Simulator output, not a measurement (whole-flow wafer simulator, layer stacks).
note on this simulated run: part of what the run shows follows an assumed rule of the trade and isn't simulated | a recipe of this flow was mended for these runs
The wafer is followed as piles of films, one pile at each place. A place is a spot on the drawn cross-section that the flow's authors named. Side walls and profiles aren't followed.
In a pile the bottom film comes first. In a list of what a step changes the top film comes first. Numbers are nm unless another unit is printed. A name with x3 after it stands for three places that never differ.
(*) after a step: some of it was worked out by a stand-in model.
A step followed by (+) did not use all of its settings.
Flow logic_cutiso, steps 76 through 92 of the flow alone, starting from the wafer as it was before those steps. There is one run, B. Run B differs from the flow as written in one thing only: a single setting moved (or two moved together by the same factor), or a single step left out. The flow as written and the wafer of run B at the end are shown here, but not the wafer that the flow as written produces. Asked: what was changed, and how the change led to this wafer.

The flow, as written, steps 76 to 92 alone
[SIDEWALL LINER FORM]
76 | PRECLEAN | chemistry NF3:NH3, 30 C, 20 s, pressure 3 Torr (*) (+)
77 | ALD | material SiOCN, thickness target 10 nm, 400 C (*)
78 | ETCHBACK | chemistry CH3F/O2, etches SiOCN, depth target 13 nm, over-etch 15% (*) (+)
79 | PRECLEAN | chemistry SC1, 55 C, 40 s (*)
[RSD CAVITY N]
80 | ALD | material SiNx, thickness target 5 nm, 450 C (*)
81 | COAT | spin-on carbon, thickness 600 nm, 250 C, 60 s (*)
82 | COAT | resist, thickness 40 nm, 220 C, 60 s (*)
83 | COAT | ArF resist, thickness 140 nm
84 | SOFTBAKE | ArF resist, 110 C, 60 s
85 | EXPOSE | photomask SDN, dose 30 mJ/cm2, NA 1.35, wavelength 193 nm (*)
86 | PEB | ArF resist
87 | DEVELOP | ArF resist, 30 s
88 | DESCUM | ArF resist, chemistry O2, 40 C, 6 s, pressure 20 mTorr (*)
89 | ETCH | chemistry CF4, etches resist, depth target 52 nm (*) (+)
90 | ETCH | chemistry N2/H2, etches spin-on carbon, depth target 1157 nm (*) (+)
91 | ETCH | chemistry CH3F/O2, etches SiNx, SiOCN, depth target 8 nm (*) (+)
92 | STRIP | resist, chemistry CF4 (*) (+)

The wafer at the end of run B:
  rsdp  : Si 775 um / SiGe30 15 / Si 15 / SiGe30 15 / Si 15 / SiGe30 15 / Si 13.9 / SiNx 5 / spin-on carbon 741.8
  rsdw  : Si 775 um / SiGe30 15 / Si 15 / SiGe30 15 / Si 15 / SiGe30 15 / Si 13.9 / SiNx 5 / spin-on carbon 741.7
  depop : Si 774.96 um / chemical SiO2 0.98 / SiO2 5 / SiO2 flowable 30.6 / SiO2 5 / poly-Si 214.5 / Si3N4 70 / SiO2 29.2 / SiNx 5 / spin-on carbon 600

Cause: step 78, ETCHBACK: depth target 9.7 nm was run, whereas the flow has depth target 13 nm.

How this came from the change, step by step:
  78 | ETCHBACK | chemistry CH3F/O2, etches SiOCN, depth target 13 nm, over-etch 15% (*) (+)
      depop, dpovl x3, gfld and 8 more: SiOCN loses 9.7 (it would be, as written: SiOCN loses 10 (all of it), SiO2 loses 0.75)
      rsdn, rsdp, rsdw, rsdx: SiOCN loses 9.7 (it would be, as written: SiOCN loses 10 (all of it), Si loses 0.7)
      (and at 1 other place as well)
